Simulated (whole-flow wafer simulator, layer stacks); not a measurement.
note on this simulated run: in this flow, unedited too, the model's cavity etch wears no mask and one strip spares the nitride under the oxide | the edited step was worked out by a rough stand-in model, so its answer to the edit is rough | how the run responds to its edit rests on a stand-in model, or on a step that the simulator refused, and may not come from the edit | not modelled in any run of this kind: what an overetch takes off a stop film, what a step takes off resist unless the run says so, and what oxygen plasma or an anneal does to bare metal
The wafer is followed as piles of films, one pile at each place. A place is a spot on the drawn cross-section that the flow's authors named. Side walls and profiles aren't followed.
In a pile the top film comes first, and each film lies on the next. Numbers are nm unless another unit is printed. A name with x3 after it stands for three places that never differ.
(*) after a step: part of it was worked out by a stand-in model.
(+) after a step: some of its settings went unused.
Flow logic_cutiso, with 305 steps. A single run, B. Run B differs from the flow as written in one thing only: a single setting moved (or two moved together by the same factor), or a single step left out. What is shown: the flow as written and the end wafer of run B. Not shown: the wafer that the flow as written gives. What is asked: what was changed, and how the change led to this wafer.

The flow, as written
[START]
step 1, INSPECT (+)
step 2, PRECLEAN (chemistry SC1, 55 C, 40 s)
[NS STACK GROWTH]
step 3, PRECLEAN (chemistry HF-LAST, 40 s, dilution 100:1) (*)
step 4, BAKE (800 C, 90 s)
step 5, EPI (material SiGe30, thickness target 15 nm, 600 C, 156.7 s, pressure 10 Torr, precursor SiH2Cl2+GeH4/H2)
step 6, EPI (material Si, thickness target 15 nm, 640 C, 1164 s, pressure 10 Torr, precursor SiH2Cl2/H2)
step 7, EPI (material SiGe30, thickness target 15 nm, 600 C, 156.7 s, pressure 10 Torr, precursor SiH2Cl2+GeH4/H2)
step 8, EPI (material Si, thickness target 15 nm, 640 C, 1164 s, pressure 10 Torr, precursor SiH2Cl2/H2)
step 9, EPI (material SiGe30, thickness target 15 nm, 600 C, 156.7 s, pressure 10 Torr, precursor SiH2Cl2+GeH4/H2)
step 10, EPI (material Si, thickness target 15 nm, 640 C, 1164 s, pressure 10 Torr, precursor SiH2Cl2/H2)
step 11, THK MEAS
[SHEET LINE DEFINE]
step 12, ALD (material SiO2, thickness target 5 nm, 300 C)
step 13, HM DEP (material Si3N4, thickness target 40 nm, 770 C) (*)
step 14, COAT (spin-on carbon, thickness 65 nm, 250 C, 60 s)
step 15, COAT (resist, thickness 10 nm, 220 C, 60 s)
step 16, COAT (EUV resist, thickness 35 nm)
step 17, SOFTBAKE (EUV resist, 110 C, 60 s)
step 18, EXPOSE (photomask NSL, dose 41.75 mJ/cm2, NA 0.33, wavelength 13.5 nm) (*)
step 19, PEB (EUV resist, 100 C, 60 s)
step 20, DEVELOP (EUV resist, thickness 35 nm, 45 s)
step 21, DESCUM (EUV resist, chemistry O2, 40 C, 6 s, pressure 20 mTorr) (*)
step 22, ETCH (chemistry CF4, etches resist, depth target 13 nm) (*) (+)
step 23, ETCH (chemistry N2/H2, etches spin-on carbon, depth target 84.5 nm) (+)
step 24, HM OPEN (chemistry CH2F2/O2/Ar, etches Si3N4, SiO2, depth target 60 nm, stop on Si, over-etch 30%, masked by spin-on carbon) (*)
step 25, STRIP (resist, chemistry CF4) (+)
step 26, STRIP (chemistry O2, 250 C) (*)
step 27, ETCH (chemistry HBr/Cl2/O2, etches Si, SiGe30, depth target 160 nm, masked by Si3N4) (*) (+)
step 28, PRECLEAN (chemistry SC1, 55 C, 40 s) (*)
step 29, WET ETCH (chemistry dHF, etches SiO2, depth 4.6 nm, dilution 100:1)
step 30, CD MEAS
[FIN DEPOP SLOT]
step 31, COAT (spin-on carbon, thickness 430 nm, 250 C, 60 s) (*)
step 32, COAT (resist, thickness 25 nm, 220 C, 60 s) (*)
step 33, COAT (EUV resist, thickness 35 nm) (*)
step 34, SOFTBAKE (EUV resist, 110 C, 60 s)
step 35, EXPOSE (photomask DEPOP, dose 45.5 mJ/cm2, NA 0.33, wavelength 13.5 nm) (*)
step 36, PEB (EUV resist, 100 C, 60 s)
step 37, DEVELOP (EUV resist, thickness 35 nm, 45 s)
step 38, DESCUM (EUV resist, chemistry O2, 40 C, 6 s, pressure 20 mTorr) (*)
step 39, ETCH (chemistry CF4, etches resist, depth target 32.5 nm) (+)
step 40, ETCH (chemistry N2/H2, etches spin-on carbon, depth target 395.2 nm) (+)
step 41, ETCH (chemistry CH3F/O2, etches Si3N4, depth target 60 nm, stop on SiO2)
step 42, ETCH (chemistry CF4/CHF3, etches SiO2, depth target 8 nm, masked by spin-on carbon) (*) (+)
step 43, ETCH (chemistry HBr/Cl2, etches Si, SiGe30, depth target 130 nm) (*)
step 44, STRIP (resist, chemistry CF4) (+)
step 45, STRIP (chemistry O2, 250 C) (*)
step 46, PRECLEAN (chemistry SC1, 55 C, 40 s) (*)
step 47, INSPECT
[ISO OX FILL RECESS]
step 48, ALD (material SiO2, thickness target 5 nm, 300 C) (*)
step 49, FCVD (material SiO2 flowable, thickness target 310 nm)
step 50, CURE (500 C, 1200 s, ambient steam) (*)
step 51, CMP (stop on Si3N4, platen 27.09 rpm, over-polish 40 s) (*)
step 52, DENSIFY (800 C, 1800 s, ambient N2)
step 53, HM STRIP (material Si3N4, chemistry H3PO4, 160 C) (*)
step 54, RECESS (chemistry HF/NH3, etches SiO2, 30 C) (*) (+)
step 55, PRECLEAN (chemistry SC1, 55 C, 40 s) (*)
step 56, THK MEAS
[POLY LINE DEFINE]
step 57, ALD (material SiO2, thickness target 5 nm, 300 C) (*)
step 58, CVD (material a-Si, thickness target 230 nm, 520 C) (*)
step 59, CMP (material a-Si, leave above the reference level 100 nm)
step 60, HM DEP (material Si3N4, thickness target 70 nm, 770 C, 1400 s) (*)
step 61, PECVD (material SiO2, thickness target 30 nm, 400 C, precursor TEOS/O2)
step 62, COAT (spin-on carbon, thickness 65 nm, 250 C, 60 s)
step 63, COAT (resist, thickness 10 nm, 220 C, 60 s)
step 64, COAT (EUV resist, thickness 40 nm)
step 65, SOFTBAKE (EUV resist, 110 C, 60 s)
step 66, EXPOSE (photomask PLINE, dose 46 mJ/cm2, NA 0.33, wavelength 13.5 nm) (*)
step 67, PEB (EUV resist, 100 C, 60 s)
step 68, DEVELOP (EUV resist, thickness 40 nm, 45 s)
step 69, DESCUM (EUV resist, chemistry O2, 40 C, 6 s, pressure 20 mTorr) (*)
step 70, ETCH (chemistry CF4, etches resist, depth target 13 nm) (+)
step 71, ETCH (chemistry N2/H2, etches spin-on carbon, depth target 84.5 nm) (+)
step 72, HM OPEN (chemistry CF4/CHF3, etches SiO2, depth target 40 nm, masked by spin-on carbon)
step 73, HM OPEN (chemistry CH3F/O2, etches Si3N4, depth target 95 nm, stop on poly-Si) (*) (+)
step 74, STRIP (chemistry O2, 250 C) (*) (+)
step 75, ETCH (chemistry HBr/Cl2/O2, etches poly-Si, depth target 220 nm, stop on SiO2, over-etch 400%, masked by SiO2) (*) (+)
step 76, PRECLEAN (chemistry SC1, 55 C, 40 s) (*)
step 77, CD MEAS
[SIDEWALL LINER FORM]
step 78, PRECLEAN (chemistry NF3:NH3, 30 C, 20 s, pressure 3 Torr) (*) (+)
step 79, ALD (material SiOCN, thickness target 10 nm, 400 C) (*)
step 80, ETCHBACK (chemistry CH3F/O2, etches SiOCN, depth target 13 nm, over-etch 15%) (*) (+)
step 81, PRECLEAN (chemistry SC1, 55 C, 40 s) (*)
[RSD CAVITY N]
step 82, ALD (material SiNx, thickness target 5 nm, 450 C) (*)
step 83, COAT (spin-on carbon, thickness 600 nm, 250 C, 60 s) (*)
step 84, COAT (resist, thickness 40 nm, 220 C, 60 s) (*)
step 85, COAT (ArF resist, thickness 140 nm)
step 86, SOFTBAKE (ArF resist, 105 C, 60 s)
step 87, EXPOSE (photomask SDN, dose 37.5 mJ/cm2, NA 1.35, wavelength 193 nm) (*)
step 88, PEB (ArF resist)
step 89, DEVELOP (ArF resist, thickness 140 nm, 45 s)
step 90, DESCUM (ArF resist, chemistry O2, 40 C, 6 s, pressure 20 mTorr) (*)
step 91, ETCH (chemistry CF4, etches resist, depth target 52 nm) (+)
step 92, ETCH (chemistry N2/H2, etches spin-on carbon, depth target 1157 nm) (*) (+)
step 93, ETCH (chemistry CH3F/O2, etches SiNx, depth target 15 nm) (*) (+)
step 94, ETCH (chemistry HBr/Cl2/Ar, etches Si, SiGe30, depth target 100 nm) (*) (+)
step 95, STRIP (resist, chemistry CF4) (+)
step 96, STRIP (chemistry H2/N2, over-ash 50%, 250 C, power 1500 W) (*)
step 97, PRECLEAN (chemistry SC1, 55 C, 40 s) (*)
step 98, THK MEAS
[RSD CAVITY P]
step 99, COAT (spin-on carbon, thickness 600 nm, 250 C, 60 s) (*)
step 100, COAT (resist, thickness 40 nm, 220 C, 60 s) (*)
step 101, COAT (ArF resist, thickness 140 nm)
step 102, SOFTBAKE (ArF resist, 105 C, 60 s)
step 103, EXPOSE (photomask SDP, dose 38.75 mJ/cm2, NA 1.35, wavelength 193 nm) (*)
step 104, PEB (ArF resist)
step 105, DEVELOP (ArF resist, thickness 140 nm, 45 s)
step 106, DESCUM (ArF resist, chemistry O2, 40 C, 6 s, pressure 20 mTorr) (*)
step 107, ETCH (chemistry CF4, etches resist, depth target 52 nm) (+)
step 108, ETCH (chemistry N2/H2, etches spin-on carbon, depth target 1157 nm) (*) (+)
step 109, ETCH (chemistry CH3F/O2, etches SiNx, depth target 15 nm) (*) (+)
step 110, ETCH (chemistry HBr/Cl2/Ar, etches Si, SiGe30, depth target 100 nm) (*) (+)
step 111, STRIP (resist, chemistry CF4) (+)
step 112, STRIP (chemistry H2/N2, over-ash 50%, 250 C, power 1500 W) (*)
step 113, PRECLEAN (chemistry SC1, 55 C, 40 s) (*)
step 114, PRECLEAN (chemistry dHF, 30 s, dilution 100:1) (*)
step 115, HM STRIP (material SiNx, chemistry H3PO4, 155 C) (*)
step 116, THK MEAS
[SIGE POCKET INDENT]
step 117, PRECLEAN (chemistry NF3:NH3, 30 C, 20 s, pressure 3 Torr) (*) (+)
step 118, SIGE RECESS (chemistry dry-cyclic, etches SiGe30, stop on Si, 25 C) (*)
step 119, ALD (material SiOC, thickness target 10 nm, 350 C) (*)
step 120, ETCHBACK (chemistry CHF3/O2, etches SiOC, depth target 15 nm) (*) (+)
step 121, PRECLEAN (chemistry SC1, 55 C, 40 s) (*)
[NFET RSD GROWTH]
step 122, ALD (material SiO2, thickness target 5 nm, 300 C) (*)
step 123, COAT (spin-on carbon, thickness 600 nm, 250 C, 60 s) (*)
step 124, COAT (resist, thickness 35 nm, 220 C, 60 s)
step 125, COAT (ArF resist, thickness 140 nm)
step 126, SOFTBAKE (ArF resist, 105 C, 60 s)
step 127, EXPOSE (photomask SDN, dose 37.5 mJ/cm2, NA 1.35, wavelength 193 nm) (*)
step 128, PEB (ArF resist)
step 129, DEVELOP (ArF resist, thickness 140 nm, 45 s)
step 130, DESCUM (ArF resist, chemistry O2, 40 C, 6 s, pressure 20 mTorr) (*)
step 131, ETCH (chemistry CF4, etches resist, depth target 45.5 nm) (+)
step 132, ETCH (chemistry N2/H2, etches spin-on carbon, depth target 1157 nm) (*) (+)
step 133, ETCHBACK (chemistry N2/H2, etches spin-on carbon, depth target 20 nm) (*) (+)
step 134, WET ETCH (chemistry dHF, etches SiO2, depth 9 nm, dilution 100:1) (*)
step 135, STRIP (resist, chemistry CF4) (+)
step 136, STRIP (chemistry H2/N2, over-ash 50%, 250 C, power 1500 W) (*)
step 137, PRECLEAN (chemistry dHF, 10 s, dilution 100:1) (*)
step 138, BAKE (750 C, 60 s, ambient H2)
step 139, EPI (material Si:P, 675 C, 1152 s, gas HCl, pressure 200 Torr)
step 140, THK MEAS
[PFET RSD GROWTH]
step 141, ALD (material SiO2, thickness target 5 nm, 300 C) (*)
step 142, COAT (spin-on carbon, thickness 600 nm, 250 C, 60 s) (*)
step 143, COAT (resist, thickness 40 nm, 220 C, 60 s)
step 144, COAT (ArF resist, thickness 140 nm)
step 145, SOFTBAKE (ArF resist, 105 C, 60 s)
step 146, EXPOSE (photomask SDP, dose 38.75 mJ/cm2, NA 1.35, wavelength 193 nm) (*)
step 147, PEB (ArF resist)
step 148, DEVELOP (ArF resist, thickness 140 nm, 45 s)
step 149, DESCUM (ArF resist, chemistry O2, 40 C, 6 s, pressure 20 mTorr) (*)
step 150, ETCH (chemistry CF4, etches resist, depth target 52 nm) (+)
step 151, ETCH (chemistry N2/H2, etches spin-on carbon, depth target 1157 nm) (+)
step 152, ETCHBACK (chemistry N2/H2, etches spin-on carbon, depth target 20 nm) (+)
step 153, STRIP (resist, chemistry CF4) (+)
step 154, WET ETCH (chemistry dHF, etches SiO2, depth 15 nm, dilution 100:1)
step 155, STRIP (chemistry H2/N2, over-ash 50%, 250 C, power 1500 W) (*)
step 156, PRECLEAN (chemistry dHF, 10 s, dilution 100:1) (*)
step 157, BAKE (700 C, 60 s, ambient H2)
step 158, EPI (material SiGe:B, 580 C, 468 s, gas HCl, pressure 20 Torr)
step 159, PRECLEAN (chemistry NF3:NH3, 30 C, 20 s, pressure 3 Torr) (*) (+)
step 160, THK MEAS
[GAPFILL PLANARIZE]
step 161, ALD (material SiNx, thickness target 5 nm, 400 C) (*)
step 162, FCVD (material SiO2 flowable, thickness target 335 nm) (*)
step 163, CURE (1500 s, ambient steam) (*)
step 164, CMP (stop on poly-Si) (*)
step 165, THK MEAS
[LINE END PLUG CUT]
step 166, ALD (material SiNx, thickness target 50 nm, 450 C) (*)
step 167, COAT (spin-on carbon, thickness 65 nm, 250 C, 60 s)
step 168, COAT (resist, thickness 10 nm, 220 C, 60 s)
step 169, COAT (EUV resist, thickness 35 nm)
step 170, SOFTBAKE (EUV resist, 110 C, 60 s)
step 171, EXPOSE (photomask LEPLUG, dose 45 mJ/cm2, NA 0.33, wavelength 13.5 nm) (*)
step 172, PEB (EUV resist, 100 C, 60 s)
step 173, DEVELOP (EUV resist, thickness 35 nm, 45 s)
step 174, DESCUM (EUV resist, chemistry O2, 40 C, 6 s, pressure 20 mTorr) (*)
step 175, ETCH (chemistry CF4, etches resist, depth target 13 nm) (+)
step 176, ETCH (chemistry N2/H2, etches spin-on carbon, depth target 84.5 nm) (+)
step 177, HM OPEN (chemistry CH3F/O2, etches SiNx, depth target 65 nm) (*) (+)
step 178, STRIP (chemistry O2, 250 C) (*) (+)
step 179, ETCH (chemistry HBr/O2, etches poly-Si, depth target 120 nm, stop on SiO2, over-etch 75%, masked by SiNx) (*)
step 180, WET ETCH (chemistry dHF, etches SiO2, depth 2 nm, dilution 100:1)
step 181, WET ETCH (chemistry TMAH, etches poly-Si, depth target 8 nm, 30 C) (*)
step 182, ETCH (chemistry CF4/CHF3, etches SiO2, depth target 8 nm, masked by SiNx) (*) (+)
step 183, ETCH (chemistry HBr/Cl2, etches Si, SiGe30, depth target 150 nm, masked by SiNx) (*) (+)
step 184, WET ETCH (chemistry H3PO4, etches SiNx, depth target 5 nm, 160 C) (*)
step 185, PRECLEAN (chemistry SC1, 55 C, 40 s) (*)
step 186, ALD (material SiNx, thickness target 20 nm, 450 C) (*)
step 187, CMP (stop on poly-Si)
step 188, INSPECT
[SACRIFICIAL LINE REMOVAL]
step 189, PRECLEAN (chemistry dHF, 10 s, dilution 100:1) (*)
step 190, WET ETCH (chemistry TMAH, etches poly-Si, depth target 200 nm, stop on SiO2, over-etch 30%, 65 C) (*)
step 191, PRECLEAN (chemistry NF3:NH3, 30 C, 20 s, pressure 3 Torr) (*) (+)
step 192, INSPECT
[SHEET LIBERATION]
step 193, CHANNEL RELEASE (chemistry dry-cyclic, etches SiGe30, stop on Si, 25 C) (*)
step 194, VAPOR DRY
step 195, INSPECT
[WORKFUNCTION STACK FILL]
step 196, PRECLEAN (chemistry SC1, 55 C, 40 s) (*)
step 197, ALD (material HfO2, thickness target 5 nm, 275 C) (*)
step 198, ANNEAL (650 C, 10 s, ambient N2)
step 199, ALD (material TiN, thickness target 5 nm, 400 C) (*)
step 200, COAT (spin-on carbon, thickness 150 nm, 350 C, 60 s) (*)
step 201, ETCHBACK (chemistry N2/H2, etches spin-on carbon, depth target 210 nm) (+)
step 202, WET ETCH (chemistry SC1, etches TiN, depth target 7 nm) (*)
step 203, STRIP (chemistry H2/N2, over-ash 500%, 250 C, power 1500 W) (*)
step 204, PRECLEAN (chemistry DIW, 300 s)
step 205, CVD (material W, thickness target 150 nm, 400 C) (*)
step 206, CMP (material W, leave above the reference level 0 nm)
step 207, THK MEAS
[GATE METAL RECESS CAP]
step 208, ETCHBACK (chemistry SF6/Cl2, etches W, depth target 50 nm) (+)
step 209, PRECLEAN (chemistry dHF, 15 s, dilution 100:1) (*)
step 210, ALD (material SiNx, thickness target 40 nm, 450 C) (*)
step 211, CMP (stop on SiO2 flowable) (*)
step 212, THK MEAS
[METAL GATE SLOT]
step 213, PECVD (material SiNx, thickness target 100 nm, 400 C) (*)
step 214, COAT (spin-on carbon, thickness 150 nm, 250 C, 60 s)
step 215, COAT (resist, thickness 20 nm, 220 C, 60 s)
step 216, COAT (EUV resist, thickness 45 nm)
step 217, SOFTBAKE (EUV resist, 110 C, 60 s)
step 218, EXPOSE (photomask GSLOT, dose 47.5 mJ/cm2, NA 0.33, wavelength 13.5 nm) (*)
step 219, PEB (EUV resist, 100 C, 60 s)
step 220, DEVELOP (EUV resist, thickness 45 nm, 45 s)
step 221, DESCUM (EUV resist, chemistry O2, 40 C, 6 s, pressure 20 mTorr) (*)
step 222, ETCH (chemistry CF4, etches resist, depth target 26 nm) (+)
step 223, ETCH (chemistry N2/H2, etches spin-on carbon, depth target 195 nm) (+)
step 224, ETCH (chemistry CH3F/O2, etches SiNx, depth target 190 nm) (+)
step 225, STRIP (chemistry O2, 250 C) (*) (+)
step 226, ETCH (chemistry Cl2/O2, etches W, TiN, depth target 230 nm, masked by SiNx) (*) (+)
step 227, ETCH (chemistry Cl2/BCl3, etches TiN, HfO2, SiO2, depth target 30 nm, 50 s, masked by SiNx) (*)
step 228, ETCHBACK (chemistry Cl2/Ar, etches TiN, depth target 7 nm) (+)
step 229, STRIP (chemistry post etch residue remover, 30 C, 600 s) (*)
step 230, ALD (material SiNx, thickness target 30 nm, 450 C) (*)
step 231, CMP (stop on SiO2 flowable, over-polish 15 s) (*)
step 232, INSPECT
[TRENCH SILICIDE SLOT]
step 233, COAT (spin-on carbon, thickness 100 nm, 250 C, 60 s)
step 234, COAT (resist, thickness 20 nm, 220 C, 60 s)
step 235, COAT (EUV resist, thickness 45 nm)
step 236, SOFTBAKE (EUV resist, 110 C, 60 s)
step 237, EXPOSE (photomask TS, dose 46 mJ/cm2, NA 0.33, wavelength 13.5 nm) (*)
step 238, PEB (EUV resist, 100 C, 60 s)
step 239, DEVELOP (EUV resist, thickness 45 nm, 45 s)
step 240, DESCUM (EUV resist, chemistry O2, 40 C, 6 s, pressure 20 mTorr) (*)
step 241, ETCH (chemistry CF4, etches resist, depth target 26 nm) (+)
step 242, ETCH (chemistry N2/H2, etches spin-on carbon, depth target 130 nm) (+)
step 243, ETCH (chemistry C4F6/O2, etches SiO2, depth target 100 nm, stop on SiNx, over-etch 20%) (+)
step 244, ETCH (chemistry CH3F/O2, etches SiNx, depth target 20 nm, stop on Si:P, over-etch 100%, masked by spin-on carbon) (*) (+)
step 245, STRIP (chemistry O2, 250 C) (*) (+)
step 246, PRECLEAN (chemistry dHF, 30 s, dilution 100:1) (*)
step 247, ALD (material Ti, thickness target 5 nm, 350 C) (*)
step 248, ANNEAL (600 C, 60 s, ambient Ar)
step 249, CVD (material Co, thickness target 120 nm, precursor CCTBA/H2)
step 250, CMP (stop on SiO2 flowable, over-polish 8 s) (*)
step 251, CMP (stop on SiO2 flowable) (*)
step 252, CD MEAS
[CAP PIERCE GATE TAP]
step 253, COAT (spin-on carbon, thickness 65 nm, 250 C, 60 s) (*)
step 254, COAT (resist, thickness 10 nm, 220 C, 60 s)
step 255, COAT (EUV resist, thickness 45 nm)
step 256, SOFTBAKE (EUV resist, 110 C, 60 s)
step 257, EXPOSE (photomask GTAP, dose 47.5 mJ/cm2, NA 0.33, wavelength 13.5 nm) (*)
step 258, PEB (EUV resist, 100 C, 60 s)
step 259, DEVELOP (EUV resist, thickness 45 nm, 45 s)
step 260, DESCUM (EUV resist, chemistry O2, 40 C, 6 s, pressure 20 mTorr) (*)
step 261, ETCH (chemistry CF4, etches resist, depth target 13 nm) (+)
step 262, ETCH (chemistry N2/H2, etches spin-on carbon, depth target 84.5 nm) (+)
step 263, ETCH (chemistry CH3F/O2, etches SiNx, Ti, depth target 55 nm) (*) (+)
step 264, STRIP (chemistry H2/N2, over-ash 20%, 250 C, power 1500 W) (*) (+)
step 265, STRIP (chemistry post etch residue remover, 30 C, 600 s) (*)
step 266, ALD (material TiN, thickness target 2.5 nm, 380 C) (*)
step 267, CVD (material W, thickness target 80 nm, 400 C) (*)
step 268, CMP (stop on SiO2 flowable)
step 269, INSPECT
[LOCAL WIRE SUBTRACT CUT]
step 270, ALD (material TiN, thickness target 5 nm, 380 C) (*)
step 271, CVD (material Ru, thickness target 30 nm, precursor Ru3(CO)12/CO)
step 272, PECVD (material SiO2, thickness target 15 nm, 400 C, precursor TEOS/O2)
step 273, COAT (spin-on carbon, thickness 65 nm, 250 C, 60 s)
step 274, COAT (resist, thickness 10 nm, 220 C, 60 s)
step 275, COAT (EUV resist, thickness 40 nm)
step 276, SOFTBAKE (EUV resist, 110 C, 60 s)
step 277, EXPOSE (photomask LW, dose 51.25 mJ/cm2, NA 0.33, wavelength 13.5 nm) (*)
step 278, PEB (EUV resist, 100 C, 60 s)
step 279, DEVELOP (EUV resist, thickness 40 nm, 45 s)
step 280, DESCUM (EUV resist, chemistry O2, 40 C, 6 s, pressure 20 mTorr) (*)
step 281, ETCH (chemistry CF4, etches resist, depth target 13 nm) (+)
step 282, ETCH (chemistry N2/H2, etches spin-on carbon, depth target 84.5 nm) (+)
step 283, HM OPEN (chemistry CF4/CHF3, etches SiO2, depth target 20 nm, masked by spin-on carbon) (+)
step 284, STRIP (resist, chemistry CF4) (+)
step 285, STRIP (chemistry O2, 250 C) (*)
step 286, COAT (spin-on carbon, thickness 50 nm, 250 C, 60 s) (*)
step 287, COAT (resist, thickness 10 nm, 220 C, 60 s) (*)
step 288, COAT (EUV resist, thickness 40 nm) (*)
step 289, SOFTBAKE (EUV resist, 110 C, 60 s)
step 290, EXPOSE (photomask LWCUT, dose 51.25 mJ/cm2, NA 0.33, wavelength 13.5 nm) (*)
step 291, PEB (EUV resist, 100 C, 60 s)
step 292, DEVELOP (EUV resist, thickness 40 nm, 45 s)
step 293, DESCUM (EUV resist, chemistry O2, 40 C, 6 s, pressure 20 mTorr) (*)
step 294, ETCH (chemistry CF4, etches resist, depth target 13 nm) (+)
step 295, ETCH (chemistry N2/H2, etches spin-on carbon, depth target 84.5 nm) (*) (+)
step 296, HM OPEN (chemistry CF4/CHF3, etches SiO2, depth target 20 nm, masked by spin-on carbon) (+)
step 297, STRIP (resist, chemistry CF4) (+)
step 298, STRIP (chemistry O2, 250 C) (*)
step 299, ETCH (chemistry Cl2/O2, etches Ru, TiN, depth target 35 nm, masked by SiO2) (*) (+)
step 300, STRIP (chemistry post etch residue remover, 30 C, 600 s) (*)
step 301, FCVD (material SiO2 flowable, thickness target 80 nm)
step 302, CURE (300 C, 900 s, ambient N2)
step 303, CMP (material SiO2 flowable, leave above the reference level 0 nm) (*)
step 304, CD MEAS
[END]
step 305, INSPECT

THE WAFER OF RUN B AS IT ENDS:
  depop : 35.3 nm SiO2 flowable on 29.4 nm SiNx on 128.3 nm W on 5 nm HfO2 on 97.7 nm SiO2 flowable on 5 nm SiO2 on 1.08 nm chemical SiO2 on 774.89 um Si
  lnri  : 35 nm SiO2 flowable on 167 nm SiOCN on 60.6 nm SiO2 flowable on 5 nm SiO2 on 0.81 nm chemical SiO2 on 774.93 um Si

The reason: step 43, ETCH: depth target 195 nm was run, while the flow as written has depth target 130 nm.

Step by step, how the change led to this:
  step 43, ETCH (chemistry HBr/Cl2, etches Si, SiGe30, depth target 130 nm) (*)
      dpovl, gl, glp and 16 more: spin-on carbon loses 45 (it would be, as written: spin-on carbon loses 32)
      depop: Si loses 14 (all of it), SiGe30 loses 15 (all of it), Si loses 15 (all of it), SiGe30 loses 15 (all of it), Si loses 15 (all of it), SiGe30 loses 15 (all of it), Si loses 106 (it would be, as written: Si loses 14 (all of it), SiGe30 loses 15 (all of it), Si loses 15 (all of it), SiGe30 loses 15 (all of it), Si loses 15 (all of it), SiGe30 loses 15 (all of it), Si loses 41)
      (also at 2 further places)
  step 45, STRIP (chemistry O2, 250 C) (*)
      gfld, lnri: chemical SiO2 gains 0.81 (new film), spin-on carbon loses 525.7 (all of it), Si loses 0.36 (it would be, as written: chemical SiO2 gains 0.82 (new film), spin-on carbon loses 538.7 (all of it), Si loses 0.36)
      glp, tap: spin-on carbon loses 334.6 (all of it) (it would be, as written: spin-on carbon loses 347.6 (all of it))
      (also at 17 further places)
  step 49, FCVD (material SiO2 flowable, thickness target 310 nm)
      depop: SiO2 flowable gains 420 (new film) (it would be, as written: SiO2 flowable gains 359.9 (new film))
      ns: SiO2 flowable gains 196.4 (new film) (it would be, as written: SiO2 flowable gains 201.3 (new film))
  step 51, CMP (stop on Si3N4, platen 27.09 rpm, over-polish 40 s) (*)
      depop: SiO2 flowable loses 195.4 (it would be, as written: SiO2 flowable loses 200.5)
      dpovl: SiO2 flowable loses 195.3 (it would be, as written: SiO2 flowable loses 200.4)
      (also at 3 further places)
  step 52, DENSIFY (800 C, 1800 s, ambient N2)
      depop: SiO2 flowable loses 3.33 (it would be, as written: SiO2 flowable loses 2.32)
      nsgap: SiO2 flowable loses 2.87 (it would be, as written: SiO2 flowable loses 2.13)
